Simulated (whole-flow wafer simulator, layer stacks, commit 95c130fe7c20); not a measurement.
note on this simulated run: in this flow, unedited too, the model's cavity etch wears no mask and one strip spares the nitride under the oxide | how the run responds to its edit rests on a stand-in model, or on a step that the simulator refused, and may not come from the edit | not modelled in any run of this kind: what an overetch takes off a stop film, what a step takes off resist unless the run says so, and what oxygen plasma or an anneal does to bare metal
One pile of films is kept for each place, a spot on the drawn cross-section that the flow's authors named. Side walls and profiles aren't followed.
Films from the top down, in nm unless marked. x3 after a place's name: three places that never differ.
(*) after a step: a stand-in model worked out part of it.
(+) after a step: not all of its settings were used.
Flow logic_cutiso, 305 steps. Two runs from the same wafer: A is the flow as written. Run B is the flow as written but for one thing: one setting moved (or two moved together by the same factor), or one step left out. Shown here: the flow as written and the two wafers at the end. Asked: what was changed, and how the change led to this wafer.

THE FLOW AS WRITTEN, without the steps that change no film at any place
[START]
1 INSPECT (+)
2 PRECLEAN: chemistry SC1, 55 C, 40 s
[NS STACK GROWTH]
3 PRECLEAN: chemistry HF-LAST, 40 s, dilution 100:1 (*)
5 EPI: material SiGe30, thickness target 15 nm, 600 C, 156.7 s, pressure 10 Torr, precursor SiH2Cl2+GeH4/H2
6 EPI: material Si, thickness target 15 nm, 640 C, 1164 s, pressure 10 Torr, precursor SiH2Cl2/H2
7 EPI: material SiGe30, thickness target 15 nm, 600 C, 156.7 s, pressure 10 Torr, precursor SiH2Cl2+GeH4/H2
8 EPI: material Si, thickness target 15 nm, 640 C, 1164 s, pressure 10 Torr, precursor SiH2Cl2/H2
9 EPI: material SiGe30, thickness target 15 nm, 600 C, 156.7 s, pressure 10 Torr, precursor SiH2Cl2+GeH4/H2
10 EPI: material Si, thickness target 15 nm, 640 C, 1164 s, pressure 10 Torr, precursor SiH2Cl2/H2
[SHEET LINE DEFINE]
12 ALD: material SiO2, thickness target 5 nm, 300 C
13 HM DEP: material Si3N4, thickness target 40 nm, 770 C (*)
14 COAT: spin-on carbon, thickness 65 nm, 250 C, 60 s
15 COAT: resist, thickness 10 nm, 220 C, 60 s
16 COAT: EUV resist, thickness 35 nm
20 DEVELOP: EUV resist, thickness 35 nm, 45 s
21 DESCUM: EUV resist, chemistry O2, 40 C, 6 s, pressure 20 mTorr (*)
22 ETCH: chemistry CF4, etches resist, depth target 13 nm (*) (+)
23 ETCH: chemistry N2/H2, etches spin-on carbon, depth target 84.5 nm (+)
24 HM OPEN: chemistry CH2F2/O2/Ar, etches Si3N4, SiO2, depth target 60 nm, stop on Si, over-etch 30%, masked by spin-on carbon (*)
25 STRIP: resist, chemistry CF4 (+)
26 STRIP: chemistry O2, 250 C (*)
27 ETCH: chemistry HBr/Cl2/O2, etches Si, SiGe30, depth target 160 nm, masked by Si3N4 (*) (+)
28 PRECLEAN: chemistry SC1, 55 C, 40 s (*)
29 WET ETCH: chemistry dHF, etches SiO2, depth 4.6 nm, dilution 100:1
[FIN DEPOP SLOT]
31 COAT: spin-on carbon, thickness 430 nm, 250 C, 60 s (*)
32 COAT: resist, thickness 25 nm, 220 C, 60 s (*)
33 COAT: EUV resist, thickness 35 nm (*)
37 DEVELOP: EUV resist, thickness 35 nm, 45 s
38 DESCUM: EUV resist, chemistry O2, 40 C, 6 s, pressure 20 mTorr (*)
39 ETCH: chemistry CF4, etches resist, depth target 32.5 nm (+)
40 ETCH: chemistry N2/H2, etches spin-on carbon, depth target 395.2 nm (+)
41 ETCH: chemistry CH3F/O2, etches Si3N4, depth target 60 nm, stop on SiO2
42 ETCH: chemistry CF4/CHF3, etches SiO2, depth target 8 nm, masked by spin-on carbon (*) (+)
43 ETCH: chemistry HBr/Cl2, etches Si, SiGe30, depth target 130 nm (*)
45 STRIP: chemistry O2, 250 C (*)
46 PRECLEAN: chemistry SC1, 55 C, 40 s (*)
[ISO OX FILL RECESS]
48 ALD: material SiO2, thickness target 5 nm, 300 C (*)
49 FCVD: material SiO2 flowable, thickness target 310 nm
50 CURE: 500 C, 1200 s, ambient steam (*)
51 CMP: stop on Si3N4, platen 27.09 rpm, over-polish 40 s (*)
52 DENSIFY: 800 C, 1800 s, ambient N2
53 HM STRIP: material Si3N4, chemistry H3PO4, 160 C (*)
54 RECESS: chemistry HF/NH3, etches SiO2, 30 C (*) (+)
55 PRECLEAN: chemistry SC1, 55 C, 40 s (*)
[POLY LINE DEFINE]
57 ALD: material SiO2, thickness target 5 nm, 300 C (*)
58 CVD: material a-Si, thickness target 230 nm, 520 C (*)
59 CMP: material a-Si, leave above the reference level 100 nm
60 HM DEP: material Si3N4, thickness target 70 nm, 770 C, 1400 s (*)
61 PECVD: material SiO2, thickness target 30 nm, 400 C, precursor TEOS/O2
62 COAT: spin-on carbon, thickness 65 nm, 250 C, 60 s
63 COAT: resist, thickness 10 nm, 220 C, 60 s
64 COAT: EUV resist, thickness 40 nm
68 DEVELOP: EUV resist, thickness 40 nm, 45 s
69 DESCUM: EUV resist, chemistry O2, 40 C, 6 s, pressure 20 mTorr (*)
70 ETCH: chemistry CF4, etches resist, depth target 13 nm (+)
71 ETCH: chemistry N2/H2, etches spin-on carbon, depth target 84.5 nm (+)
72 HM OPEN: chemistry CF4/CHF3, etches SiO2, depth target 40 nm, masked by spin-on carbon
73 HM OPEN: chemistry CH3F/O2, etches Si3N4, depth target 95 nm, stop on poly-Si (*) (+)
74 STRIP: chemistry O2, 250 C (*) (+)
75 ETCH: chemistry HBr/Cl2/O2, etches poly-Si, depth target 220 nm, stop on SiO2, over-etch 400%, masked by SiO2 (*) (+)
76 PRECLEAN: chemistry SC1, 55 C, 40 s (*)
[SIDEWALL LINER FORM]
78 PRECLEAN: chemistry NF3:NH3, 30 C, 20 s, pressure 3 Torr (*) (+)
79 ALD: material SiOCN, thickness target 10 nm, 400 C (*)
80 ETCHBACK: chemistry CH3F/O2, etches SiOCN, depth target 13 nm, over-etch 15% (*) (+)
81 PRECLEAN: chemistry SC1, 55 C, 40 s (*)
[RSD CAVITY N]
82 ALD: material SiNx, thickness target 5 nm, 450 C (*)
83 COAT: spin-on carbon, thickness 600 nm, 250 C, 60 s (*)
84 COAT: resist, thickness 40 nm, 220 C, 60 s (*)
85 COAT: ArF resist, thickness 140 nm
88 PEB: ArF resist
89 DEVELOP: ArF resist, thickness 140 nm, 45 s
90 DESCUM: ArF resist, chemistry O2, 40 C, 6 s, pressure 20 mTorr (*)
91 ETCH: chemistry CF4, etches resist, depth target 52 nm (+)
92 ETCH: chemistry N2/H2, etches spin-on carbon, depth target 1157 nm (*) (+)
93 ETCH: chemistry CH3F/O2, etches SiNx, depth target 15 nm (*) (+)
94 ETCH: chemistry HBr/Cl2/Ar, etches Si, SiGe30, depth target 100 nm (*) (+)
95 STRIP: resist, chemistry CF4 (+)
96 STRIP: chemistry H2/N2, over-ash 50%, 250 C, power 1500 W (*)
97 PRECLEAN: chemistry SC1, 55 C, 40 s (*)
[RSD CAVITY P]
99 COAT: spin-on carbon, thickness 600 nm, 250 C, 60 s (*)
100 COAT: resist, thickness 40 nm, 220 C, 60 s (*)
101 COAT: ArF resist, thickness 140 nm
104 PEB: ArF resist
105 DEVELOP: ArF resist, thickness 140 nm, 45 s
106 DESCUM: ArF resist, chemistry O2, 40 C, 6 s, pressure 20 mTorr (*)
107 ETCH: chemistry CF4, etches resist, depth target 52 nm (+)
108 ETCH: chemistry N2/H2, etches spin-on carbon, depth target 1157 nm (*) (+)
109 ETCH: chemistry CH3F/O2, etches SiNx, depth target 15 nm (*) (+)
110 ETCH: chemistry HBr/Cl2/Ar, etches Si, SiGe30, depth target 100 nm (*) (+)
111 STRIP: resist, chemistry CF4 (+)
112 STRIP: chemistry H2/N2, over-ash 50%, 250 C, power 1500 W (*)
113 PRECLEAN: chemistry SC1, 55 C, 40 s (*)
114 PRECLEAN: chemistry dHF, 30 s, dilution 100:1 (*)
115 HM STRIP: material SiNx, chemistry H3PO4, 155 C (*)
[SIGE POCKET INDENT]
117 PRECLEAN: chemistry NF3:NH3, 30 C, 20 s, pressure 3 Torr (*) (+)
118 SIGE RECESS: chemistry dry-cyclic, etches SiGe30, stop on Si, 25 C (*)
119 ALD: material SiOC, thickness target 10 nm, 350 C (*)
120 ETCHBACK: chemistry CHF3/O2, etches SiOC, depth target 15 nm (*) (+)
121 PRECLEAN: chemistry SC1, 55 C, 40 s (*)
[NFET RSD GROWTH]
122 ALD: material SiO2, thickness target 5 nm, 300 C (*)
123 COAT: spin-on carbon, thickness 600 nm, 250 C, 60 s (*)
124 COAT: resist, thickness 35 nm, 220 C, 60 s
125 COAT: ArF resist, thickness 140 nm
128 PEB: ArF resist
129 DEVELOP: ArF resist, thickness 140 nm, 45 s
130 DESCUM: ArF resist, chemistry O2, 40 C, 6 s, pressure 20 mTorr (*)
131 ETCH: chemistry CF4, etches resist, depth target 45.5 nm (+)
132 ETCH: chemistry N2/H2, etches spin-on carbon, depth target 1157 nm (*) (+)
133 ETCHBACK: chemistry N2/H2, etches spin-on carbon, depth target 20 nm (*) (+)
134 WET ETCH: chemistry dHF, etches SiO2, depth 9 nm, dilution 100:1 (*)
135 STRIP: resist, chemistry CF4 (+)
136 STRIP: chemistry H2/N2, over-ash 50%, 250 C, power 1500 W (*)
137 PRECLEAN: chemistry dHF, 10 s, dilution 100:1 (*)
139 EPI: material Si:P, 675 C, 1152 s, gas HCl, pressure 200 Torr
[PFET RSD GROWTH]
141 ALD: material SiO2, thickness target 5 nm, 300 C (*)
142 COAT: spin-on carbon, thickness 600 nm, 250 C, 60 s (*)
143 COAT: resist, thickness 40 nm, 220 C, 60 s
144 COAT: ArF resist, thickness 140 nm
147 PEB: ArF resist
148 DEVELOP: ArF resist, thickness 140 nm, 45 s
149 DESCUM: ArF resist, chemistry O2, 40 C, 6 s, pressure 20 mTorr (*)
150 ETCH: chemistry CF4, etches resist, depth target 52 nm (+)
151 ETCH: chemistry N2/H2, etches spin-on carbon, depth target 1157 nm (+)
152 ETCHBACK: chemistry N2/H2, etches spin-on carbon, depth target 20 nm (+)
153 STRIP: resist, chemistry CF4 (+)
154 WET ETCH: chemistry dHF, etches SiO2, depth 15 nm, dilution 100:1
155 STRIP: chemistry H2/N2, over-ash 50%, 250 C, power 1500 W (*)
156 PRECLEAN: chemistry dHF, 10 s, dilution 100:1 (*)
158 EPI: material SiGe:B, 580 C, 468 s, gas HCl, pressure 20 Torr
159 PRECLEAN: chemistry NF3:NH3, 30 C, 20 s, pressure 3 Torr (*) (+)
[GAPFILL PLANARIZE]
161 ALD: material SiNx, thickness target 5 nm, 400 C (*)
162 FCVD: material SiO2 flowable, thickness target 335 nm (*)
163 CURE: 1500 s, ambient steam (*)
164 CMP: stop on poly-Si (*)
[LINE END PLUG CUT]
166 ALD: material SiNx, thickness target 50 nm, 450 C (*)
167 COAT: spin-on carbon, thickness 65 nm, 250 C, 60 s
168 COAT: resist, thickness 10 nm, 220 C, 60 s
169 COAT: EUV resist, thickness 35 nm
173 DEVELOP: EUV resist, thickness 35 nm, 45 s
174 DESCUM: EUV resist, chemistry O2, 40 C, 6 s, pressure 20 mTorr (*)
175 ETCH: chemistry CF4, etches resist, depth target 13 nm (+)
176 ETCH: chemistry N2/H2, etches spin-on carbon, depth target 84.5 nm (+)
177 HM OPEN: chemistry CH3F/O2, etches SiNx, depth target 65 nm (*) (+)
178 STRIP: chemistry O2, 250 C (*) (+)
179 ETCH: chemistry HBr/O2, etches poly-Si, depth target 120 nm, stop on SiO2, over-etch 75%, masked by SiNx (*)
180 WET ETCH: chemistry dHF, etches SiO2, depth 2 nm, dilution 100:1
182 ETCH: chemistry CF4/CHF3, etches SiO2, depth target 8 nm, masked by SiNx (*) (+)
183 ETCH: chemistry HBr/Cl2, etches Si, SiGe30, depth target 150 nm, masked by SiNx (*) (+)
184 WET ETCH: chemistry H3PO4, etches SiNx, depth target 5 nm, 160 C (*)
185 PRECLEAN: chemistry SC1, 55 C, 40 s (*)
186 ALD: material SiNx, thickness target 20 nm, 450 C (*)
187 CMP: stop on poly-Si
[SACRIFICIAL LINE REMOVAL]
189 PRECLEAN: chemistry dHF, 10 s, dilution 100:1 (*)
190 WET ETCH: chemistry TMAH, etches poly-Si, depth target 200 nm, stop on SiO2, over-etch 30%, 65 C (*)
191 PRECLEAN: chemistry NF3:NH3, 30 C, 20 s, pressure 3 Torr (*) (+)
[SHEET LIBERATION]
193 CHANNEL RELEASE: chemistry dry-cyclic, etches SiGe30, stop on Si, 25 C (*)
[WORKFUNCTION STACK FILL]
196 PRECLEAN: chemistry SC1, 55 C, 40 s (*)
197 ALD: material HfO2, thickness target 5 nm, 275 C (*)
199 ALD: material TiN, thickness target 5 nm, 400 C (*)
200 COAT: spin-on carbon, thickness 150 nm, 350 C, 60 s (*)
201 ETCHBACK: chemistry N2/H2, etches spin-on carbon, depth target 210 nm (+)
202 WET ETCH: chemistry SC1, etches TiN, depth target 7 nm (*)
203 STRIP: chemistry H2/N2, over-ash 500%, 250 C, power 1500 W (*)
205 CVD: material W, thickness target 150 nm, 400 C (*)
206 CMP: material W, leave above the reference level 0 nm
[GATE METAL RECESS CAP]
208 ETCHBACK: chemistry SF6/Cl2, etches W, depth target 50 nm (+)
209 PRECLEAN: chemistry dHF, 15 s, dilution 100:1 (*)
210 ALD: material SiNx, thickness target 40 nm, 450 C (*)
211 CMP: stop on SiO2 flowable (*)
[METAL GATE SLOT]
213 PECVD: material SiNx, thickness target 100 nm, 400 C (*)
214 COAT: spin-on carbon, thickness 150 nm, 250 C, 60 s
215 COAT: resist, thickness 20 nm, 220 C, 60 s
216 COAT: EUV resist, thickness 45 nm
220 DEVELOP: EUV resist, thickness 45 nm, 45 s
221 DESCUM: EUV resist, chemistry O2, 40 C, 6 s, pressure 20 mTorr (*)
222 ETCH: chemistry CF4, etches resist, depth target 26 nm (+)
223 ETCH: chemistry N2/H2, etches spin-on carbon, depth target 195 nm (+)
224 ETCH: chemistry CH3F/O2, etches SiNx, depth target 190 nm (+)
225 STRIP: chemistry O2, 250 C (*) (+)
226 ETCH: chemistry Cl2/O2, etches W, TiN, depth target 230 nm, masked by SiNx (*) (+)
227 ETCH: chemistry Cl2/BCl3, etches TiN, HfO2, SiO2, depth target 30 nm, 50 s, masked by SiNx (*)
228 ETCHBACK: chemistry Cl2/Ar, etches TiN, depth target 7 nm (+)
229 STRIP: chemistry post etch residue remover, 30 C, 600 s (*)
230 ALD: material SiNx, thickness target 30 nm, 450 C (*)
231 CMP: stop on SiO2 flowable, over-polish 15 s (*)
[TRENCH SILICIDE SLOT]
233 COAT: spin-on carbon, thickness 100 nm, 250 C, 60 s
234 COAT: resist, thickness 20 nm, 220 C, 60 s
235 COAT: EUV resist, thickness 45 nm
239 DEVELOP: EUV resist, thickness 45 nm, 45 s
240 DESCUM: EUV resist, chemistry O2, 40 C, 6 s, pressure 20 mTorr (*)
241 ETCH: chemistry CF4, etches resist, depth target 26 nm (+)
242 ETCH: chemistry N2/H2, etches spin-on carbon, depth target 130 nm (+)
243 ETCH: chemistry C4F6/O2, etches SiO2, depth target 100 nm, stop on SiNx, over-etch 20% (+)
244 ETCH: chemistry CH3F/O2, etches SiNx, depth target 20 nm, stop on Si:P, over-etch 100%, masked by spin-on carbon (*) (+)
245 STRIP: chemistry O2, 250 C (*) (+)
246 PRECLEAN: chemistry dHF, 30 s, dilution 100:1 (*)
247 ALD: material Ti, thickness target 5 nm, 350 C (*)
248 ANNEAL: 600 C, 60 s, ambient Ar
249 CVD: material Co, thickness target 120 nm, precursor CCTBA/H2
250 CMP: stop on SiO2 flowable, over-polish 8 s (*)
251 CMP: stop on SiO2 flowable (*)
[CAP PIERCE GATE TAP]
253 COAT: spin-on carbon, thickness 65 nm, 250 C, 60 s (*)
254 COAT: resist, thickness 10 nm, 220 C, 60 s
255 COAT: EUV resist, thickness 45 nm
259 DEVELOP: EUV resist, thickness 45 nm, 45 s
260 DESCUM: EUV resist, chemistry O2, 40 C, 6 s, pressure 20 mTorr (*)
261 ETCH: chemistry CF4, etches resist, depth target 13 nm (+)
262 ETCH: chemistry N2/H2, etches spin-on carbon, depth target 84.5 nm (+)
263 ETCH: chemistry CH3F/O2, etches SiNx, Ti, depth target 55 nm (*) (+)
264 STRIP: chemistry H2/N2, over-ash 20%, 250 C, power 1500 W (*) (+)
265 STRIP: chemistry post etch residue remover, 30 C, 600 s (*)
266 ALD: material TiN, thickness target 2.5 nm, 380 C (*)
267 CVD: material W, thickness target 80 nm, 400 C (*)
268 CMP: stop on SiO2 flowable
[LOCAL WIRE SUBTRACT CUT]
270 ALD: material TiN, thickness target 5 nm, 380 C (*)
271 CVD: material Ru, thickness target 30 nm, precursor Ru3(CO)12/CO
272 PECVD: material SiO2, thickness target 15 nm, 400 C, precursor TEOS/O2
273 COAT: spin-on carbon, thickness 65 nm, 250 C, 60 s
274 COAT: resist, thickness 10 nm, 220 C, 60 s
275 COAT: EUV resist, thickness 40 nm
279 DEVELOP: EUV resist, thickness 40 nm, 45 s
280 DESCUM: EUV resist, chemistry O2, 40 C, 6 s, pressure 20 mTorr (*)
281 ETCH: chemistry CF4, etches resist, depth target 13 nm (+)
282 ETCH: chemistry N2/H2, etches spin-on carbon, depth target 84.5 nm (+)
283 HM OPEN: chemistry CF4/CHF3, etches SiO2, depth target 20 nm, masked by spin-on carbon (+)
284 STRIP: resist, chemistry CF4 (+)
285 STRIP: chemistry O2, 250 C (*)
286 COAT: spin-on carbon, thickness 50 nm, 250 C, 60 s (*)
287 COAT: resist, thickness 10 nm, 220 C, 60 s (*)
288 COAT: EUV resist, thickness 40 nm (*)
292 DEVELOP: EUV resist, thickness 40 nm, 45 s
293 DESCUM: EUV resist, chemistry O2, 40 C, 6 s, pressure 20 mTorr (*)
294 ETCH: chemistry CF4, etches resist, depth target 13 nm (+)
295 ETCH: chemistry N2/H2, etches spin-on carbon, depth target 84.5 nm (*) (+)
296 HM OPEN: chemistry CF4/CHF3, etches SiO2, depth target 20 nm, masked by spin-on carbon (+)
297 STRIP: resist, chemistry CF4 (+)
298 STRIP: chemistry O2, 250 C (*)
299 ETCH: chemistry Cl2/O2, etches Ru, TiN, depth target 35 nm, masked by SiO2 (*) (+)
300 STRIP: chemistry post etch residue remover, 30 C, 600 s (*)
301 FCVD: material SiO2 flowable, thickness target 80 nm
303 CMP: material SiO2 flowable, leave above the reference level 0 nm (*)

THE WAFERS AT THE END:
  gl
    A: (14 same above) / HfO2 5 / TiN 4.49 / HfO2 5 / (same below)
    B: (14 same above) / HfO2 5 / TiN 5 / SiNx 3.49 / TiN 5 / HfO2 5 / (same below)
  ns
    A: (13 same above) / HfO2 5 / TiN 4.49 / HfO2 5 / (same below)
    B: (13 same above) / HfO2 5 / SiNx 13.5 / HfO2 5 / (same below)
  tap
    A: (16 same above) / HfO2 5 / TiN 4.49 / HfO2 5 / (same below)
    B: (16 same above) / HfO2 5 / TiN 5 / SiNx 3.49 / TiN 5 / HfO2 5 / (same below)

The cause: step 7, EPI: 250.7 s was run, where the flow has 156.7 s.

How the change led to this, step by step:
  7 EPI: material SiGe30, thickness target 15 nm, 600 C, 156.7 s, pressure 10 Torr, precursor SiH2Cl2+GeH4/H2
      depop, dpovl, gfld and 19 more: A SiGe30 +15 (new film) | B SiGe30 +24 (new film)
  27 ETCH: chemistry HBr/Cl2/O2, etches Si, SiGe30, depth target 160 nm, masked by Si3N4 (*) (+)
      gfld, gxf, iso, lnri: A chemical SiO2 -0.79 (all of it), Si -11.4 (all of it), SiGe30 -15 (all of it), Si -15 (all of it), SiGe30 -15 (all of it), Si -15 (all of it), SiGe30 -15 (all of it), Si -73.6 | B chemical SiO2 -0.79 (all of it), Si -11.4 (all of it), SiGe30 -15 (all of it), Si -15 (all of it), SiGe30 -24 (all of it), Si -15 (all of it), SiGe30 -15 (all of it), Si -64.6
      dpovl, nsgap: A chemical SiO2 -0.79 (all of it), Si -11.8 (all of it), SiGe30 -15 (all of it), Si -15 (all of it), SiGe30 -15 (all of it), Si -15 (all of it), SiGe30 -15 (all of it), Si -73.2 | B chemical SiO2 -0.79 (all of it), Si -11.8 (all of it), SiGe30 -15 (all of it), Si -15 (all of it), SiGe30 -24 (all of it), Si -15 (all of it), SiGe30 -15 (all of it), Si -64.2
      (and at 1 more place)
  43 ETCH: chemistry HBr/Cl2, etches Si, SiGe30, depth target 130 nm (*)
      depop: A Si -14 (all of it), SiGe30 -15 (all of it), Si -15 (all of it), SiGe30 -15 (all of it), Si -15 (all of it), SiGe30 -15 (all of it), Si -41 | B Si -14 (all of it), SiGe30 -15 (all of it), Si -15 (all of it), SiGe30 -24 (all of it), Si -15 (all of it), SiGe30 -15 (all of it), Si -32
  94 ETCH: chemistry HBr/Cl2/Ar, etches Si, SiGe30, depth target 100 nm (*) (+)
      rsdn, rsdx: A chemical SiO2 -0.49 (all of it), Si -12.8 (all of it), SiGe30 -15 (all of it), Si -15 (all of it), SiGe30 -15 (all of it), Si -15 (all of it), SiGe30 -15 (all of it), Si -12.2 | B chemical SiO2 -0.49 (all of it), Si -12.8 (all of it), SiGe30 -15 (all of it), Si -15 (all of it), SiGe30 -24 (all of it), Si -15 (all of it), SiGe30 -15 (all of it), Si -3.16
  110 ETCH: chemistry HBr/Cl2/Ar, etches Si, SiGe30, depth target 100 nm (*) (+)
      rsdp, rsdw: A chemical SiO2 -0.49 (all of it), Si -12.8 (all of it), SiGe30 -15 (all of it), Si -15 (all of it), SiGe30 -15 (all of it), Si -15 (all of it), SiGe30 -15 (all of it), Si -12.2 | B chemical SiO2 -0.49 (all of it), Si -12.8 (all of it), SiGe30 -15 (all of it), Si -15 (all of it), SiGe30 -24 (all of it), Si -15 (all of it), SiGe30 -15 (all of it), Si -3.16
  118 SIGE RECESS: chemistry dry-cyclic, etches SiGe30, stop on Si, 25 C (*)
      lnr, lnrp, lnrt: A SiOCN -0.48, Si -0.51, cavity +16 (new film), SiGe30 -15 (all of it), Si -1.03, cavity +16 (new film), SiGe30 -15 (all of it), Si -1.03, cavity +16 (new film), SiGe30 -15 (all of it), Si -0.51 | B SiOCN -0.48, Si -0.51, cavity +16 (new film), SiGe30 -15 (all of it), Si -1.03, cavity +25 (new film), SiGe30 -24 (all of it), Si -1.03, cavity +16 (new film), SiGe30 -15 (all of it), Si -0.51
  119 ALD: material SiOC, thickness target 10 nm, 350 C (*)
      lnr, lnrp, lnrt: A SiOC +10 (new film), SiOC +16 (new film), cavity -16 (all of it), SiOC +16 (new film), cavity -16 (all of it), SiOC +16 (new film), cavity -16 (all of it) | B SiOC +10 (new film), SiOC +16 (new film), cavity -16 (all of it), SiOC +25 (new film), cavity -25 (all of it), SiOC +16 (new film), cavity -16 (all of it)
  183 ETCH: chemistry HBr/Cl2, etches Si, SiGe30, depth target 150 nm, masked by SiNx (*) (+)
      plug: A Si -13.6 (all of it), SiGe30 -15 (all of it), Si -15 (all of it), SiGe30 -15 (all of it), Si -15 (all of it), SiGe30 -15 (all of it), Si -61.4 | B Si -13.6 (all of it), SiGe30 -15 (all of it), Si -15 (all of it), SiGe30 -24 (all of it), Si -15 (all of it), SiGe30 -15 (all of it), Si -52.4
  193 CHANNEL RELEASE: chemistry dry-cyclic, etches SiGe30, stop on Si, 25 C (*)
      gl, glp, gxn, gxp, ns, tap: A chemical SiO2 +0.8 (new film), Si -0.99, chemical SiO2 +0.8 (new film), cavity +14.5 (new film), chemical SiO2 +0.8 (new film), SiGe30 -15 (all of it), Si -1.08, chemical SiO2 +0.8 (new film), cavity +14.5 (new film), chemical SiO2 +0.8 (new film), SiGe30 -15 (all of it), Si -1.08, chemical SiO2 +0.8 (new film), cavity +14.5 (new film), chemical SiO2 +0.8 (new film), SiGe30 -15 (all of it), Si -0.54 | B chemical SiO2 +0.8 (new film), Si -0.99, chemical SiO2 +0.8 (new film), cavity +14.5 (new film), chemical SiO2 +0.8 (new film), SiGe30 -15 (all of it), Si -1.08, chemical SiO2 +0.8 (new film), cavity +23.5 (new film), chemical SiO2 +0.8 (new film), SiGe30 -24 (all of it), Si -1.08, chemical SiO2 +0.8 (new film), cavity +14.5 (new film), chemical SiO2 +0.8 (new film), SiGe30 -15 (all of it), Si -0.54
  199 ALD: material TiN, thickness target 5 nm, 400 C (*)
      gl, glp, tap: A TiN +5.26 (new film), TiN +4.49 (new film), cavity -4.49 (all of it), TiN +4.49 (new film), cavity -4.49 (all of it), TiN +4.49 (new film), cavity -4.49 (all of it) | B TiN +5.26 (new film), TiN +4.49 (new film), cavity -4.49 (all of it), TiN +5 (new film), cavity -10, TiN +5 (new film), TiN +4.49 (new film), cavity -4.49 (all of it)
      gxn, gxp, ns: A TiN +5 (new film), TiN +4.49 (new film), cavity -4.49 (all of it), TiN +4.49 (new film), cavity -4.49 (all of it), TiN +4.49 (new film), cavity -4.49 (all of it) | B TiN +5 (new film), TiN +4.49 (new film), cavity -4.49 (all of it), TiN +5 (new film), cavity -10, TiN +5 (new film), TiN +4.49 (new film), cavity -4.49 (all of it)
  202 WET ETCH: chemistry SC1, etches TiN, depth target 7 nm (*)
      ns: A TiN -5 (all of it) | B TiN -5 (all of it), TiN -5 (all of it), cavity +10, TiN -5 (all of it)
  210 ALD: material SiNx, thickness target 40 nm, 450 C (*)
      gl, glp, gxn, gxp, tap: A SiNx +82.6 (new film) | B SiNx +82.6 (new film), SiNx +3.49 (new film), cavity -3.49 (all of it)
      ns: A SiNx +40 (new film) | B SiNx +40 (new film), SiNx +13.5 (new film), cavity -13.5 (all of it)
Counting metal films that touch as one body, gl has 5 bodies (between them, from the top down: HfO2 5 / chemical SiO2 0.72 / Si 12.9 / chemical SiO2 0.8 / HfO2 5; HfO2 5 / chemical SiO2 0.8 / Si 13.9 / chemical SiO2 0.8 / HfO2 5; SiNx 3.49; HfO2 5 / chemical SiO2 0.8 / Si 13.9 / chemical SiO2 0.8 / HfO2 5); the flow as written gives 4 bodies (between them, from the top down: HfO2 5 / chemical SiO2 0.72 / Si 12.9 / chemical SiO2 0.8 / HfO2 5; HfO2 5 / chemical SiO2 0.8 / Si 13.9 / chemical SiO2 0.8 / HfO2 5; HfO2 5 / chemical SiO2 0.8 / Si 13.9 / chemical SiO2 0.8 / HfO2 5).
Counting metal films that touch as one body, ns has 3 bodies (between them, from the top down: HfO2 5 / chemical SiO2 0.72 / Si 12.9 / chemical SiO2 0.8 / HfO2 5; HfO2 5 / chemical SiO2 0.8 / Si 13.9 / chemical SiO2 0.8 / HfO2 5 / SiNx 13.5 / HfO2 5 / chemical SiO2 0.8 / Si 13.9 / chemical SiO2 0.8 / HfO2 5); the flow as written gives 4 bodies (between them, from the top down: HfO2 5 / chemical SiO2 0.72 / Si 12.9 / chemical SiO2 0.8 / HfO2 5; HfO2 5 / chemical SiO2 0.8 / Si 13.9 / chemical SiO2 0.8 / HfO2 5; HfO2 5 / chemical SiO2 0.8 / Si 13.9 / chemical SiO2 0.8 / HfO2 5).
Counting metal films that touch as one body, tap has 5 bodies (between them, from the top down: HfO2 5 / chemical SiO2 0.72 / Si 12.9 / chemical SiO2 0.8 / HfO2 5; HfO2 5 / chemical SiO2 0.8 / Si 13.9 / chemical SiO2 0.8 / HfO2 5; SiNx 3.49; HfO2 5 / chemical SiO2 0.8 / Si 13.9 / chemical SiO2 0.8 / HfO2 5); the flow as written gives 4 bodies (between them, from the top down: HfO2 5 / chemical SiO2 0.72 / Si 12.9 / chemical SiO2 0.8 / HfO2 5; HfO2 5 / chemical SiO2 0.8 / Si 13.9 / chemical SiO2 0.8 / HfO2 5; HfO2 5 / chemical SiO2 0.8 / Si 13.9 / chemical SiO2 0.8 / HfO2 5).
